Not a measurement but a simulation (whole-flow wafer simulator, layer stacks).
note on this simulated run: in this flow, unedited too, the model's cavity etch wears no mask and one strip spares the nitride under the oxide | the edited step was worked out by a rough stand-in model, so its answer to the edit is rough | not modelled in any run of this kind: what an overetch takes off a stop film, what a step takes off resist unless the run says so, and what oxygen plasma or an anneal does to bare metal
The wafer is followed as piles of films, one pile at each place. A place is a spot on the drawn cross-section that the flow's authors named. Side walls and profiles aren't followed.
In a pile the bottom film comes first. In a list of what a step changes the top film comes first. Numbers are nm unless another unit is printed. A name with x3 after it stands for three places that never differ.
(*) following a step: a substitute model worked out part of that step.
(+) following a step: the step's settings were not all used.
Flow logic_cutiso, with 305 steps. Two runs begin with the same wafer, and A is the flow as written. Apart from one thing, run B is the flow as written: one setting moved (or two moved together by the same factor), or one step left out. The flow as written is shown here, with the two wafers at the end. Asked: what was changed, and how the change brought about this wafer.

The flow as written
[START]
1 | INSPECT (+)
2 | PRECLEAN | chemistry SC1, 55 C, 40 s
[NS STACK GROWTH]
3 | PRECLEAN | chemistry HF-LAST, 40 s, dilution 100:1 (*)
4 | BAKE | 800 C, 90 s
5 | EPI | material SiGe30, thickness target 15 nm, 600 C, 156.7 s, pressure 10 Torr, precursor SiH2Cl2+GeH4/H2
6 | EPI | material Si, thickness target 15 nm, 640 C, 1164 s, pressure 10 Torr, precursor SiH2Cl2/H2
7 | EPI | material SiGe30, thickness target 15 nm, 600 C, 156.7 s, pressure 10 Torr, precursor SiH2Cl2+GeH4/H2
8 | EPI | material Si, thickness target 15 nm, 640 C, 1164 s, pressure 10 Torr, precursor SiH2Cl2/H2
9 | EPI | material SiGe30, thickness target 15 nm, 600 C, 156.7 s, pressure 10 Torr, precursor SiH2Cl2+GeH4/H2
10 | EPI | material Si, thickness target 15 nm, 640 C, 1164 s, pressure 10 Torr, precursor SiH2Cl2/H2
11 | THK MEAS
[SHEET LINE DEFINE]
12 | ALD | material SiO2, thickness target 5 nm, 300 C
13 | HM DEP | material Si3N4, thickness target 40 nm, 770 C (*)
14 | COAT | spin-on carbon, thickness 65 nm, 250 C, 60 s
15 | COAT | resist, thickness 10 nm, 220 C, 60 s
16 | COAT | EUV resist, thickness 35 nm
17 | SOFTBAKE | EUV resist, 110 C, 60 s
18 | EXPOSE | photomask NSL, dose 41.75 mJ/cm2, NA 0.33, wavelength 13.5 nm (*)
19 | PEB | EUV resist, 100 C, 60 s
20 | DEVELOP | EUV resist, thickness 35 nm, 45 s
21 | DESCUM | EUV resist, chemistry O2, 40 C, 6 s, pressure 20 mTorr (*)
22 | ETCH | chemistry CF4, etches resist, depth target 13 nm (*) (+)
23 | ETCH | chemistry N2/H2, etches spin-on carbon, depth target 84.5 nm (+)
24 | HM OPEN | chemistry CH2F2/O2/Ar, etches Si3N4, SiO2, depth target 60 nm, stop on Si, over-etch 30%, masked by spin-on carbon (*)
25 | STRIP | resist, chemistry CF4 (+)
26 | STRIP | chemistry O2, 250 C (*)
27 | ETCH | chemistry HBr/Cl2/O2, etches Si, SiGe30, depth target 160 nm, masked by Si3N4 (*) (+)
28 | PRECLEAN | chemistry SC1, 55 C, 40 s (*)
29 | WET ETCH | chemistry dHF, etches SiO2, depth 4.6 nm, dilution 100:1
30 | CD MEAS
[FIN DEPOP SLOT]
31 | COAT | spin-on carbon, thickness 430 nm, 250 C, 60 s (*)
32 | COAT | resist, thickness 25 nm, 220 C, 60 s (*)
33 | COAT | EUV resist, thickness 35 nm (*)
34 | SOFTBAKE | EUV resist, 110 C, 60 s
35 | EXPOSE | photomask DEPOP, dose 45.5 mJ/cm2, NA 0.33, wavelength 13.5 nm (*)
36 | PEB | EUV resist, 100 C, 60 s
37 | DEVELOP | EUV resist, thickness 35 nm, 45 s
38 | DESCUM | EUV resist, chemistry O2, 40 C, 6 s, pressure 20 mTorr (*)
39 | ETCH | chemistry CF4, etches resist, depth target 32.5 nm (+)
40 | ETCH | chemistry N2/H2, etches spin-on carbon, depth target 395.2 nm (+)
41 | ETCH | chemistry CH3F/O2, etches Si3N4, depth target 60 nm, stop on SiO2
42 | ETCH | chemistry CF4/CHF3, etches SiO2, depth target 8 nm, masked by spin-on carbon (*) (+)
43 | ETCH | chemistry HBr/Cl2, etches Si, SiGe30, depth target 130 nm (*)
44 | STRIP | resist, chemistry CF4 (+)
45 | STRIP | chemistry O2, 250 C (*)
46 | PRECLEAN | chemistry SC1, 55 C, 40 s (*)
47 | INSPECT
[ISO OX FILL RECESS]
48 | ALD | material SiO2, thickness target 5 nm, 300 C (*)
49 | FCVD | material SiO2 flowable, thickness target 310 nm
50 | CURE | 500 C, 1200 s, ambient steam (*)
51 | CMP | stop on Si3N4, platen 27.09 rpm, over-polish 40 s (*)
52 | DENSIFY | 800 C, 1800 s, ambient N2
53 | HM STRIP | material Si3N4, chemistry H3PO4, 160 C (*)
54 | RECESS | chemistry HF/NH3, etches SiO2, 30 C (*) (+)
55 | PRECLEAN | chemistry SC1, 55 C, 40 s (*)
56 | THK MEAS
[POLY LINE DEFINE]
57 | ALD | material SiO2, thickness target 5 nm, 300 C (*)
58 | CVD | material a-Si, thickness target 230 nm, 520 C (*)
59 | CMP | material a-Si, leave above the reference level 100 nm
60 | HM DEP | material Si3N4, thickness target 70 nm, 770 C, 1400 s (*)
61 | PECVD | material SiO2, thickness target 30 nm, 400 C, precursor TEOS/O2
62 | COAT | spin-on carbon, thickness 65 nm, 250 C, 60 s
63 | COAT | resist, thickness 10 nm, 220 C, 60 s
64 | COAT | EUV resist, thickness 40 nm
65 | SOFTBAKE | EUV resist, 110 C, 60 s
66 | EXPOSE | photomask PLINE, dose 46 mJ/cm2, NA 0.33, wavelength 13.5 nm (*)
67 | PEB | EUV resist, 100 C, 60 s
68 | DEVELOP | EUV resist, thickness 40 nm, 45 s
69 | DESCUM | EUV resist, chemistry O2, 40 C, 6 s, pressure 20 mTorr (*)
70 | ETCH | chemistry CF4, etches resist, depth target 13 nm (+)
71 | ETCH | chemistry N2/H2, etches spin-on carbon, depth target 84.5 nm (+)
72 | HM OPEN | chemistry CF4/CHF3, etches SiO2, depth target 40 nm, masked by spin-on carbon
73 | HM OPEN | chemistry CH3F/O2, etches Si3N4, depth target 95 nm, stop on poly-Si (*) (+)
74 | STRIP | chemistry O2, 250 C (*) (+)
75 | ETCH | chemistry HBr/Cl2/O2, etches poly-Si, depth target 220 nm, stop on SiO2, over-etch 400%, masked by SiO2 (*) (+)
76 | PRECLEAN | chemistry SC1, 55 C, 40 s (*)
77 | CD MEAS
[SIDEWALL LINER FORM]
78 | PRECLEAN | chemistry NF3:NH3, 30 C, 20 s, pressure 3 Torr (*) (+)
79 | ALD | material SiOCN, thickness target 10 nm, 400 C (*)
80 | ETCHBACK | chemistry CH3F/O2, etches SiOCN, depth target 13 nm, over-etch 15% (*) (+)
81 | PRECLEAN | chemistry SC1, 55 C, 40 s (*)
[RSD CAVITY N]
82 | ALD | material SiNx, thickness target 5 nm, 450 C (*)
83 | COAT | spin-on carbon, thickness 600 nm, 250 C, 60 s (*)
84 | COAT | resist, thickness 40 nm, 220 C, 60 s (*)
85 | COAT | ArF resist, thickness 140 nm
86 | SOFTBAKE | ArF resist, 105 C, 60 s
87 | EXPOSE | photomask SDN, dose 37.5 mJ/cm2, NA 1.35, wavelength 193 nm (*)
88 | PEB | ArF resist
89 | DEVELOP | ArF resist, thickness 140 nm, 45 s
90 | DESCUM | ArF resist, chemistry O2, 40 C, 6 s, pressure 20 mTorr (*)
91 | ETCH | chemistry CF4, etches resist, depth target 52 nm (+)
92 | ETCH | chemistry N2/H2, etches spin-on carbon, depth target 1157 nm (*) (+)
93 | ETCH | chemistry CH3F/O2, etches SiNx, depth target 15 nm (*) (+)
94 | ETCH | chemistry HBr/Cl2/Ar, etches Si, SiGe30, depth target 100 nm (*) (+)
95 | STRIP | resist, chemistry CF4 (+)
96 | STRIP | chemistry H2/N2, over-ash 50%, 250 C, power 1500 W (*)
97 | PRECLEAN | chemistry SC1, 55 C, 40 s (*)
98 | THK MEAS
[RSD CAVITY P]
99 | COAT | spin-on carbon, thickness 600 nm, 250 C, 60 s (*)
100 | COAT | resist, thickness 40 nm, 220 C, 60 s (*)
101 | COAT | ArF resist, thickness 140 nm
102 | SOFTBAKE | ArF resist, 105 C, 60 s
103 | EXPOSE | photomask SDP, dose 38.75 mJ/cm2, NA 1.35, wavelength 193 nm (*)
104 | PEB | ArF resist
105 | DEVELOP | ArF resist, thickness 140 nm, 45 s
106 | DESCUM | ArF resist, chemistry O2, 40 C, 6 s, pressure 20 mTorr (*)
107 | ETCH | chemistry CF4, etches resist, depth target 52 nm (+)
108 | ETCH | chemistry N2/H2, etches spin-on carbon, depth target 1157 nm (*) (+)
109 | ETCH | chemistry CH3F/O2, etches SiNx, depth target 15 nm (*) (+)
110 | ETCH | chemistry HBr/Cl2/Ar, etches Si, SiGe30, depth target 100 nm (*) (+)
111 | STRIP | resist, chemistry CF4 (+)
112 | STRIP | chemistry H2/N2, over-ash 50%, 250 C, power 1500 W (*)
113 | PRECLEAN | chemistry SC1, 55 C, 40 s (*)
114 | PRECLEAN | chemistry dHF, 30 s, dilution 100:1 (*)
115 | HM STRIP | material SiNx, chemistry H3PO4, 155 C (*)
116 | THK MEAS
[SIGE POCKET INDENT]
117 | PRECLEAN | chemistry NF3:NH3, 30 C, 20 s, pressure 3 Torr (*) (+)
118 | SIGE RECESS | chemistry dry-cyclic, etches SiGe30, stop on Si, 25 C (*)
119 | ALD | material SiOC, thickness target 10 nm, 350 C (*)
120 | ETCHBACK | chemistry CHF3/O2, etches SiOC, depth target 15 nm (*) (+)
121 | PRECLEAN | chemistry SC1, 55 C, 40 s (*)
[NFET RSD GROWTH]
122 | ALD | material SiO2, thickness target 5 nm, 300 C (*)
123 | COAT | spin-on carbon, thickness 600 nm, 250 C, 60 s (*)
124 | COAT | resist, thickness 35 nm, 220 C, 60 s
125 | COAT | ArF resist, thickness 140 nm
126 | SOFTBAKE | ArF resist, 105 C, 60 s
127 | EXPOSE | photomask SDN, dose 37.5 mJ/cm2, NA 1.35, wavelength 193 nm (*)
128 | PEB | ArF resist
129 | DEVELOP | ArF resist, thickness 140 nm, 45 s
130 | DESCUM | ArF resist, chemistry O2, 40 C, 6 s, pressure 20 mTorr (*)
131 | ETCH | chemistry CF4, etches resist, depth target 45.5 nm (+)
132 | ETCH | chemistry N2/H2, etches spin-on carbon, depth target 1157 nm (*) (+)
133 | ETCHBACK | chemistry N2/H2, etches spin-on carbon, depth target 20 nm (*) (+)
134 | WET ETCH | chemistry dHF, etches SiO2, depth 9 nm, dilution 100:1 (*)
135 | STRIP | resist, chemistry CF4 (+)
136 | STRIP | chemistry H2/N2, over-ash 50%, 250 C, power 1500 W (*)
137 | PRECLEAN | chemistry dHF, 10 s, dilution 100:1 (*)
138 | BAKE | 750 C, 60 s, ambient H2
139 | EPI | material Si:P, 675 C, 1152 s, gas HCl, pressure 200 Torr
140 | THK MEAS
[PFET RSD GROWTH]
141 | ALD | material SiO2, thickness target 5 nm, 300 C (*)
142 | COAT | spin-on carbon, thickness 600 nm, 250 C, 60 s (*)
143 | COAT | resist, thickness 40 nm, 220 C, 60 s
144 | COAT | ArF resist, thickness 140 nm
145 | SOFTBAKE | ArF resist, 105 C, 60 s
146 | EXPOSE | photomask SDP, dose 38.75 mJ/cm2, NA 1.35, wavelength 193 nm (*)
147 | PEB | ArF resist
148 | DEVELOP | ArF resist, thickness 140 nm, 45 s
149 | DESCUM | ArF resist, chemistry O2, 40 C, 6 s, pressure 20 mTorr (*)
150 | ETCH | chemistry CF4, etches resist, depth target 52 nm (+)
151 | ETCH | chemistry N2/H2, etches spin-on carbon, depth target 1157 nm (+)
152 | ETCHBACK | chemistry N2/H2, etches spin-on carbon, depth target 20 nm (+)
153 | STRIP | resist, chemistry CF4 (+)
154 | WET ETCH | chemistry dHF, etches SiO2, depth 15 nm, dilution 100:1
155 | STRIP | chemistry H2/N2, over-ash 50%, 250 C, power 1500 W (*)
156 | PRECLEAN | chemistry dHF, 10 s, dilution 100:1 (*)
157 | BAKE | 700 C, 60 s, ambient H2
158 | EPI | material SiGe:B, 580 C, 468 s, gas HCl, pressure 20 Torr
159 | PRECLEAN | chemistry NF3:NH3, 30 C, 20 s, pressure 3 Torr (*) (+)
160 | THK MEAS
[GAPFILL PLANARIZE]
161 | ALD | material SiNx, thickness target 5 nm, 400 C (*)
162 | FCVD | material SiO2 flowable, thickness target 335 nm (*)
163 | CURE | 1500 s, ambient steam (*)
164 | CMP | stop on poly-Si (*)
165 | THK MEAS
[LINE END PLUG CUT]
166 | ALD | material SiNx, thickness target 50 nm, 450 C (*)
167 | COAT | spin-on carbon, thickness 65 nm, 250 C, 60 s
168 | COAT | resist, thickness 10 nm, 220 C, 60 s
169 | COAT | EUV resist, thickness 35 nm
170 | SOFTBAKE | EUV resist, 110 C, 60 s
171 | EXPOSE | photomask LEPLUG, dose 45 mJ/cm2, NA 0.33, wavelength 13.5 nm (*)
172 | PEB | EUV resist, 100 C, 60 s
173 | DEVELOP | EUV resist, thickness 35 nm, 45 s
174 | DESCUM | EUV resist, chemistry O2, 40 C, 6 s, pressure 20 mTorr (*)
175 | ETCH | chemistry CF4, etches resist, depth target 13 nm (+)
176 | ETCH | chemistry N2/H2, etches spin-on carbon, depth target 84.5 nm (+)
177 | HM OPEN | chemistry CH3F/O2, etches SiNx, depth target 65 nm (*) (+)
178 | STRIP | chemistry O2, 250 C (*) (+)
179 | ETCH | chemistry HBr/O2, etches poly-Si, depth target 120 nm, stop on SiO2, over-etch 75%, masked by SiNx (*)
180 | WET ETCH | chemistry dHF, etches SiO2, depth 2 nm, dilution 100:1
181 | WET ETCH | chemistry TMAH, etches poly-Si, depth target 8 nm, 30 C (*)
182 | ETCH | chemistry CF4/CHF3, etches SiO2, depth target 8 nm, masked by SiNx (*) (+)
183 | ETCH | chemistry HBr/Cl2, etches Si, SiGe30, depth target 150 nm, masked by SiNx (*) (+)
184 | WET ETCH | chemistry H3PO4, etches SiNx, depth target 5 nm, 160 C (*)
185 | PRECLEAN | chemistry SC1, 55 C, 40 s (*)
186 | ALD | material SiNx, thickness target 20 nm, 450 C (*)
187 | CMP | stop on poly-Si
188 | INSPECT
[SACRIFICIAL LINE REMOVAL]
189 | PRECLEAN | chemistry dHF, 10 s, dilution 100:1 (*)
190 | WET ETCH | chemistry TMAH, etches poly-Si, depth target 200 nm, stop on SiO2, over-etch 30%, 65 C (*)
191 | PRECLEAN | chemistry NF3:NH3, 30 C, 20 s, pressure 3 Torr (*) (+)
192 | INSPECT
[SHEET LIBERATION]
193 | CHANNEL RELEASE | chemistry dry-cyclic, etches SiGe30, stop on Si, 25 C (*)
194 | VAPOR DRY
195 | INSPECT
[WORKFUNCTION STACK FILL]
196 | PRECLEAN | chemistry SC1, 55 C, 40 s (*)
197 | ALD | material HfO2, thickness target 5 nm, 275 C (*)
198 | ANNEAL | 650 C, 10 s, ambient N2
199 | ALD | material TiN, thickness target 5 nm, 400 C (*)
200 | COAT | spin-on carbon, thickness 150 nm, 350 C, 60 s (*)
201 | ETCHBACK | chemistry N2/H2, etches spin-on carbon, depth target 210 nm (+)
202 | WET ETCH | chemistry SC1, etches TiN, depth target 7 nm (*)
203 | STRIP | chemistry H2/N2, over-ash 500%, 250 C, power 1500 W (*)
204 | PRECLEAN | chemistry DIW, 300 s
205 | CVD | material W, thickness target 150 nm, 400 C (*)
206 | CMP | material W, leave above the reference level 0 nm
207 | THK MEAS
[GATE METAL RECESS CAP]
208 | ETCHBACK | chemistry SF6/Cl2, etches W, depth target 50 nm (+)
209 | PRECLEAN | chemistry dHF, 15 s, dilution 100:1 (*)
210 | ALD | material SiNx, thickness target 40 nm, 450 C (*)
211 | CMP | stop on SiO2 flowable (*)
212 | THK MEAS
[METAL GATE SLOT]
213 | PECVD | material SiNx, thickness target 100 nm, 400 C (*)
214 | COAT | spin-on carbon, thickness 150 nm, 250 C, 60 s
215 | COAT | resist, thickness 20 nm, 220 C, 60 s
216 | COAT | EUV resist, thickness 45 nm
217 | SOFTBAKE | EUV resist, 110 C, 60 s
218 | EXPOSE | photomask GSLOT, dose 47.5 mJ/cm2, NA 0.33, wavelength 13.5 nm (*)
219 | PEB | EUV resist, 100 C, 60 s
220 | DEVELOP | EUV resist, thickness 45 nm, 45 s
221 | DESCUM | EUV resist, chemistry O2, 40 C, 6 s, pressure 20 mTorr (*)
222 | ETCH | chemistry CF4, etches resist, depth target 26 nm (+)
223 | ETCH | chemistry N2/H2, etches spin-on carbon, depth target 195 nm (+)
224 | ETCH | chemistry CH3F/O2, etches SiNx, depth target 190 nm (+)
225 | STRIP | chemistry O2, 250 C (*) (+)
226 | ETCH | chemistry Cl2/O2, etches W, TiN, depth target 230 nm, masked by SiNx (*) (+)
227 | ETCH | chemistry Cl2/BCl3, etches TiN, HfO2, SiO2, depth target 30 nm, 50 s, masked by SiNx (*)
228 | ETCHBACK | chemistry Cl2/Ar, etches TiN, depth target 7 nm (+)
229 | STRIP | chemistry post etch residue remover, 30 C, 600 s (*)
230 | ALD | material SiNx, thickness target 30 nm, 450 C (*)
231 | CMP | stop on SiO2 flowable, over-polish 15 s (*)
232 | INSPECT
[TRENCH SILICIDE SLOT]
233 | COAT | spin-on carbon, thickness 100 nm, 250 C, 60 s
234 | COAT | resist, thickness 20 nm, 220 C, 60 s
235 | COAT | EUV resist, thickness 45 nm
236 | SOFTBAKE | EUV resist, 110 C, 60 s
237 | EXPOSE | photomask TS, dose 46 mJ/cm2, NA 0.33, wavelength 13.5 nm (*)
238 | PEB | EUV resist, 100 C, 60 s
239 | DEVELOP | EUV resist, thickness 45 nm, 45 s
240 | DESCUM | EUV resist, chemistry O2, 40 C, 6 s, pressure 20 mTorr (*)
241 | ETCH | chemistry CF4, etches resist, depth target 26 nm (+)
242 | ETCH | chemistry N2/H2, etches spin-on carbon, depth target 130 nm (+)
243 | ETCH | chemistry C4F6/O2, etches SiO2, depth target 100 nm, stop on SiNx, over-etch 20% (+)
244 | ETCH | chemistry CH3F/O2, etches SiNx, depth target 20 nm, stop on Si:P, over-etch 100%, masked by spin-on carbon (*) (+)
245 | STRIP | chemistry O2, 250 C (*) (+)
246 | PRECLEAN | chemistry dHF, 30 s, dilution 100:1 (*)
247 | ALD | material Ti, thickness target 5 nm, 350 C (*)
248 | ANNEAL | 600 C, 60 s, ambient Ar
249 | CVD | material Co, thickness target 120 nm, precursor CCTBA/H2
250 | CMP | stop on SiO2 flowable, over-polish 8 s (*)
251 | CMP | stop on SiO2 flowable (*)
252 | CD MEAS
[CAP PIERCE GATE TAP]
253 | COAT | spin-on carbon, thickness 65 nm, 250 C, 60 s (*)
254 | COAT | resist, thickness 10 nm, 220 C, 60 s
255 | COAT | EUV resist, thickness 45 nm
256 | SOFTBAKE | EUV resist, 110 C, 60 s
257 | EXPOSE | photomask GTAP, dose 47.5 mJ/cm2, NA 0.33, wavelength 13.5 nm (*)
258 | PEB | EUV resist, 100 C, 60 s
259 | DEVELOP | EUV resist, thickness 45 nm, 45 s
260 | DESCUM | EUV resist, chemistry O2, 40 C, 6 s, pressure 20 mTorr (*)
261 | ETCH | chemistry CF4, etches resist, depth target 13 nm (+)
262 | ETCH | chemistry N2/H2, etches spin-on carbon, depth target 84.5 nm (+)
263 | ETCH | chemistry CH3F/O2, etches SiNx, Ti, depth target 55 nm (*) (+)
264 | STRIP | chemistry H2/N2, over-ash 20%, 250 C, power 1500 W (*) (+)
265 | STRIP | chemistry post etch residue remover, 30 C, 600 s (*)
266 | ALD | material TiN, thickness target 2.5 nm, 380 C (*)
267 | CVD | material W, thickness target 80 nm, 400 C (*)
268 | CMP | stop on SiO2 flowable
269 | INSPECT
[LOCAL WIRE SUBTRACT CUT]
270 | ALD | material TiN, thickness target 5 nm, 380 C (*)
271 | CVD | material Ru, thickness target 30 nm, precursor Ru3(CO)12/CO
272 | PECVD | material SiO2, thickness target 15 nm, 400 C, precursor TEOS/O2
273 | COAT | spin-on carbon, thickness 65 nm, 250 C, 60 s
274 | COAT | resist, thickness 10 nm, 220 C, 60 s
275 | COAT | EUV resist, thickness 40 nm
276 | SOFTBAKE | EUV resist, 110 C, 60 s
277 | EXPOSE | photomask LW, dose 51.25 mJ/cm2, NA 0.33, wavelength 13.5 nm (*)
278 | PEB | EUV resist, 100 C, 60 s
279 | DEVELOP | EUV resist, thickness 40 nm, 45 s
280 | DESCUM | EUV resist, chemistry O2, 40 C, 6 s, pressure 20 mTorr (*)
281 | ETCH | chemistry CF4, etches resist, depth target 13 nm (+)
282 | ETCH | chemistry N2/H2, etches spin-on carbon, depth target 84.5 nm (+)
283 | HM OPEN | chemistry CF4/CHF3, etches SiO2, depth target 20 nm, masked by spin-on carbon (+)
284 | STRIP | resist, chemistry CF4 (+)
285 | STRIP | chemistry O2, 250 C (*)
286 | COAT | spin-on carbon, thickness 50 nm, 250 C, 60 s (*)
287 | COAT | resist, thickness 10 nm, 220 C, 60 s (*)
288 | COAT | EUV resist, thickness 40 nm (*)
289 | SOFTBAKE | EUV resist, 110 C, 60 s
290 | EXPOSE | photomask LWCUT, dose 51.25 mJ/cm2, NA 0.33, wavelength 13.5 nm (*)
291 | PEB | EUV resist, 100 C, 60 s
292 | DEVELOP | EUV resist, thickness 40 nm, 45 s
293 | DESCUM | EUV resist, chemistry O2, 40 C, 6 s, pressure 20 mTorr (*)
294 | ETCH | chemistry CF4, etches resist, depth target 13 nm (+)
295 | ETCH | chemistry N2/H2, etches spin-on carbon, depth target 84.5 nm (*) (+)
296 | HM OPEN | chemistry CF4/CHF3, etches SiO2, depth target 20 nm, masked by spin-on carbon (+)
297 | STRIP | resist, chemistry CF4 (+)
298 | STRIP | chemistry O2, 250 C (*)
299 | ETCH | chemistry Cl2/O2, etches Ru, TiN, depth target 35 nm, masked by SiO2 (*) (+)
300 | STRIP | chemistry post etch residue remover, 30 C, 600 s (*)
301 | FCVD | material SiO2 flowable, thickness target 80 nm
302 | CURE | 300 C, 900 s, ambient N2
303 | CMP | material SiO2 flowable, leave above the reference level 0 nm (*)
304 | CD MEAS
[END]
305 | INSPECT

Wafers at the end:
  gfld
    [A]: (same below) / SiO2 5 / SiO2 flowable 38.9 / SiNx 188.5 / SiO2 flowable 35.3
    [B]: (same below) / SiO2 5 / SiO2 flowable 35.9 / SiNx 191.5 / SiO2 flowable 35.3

What caused this: step 227, ETCH: depth target 33 nm was run, though the flow has depth target 30 nm.

How this came from the change, step by step:
  227 | ETCH | chemistry Cl2/BCl3, etches TiN, HfO2, SiO2, depth target 30 nm, 50 s, masked by SiNx (*)
      gfld: A -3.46 HfO2 (all of it), -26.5 SiO2 flowable | B -3.46 HfO2 (all of it), -29.5 SiO2 flowable
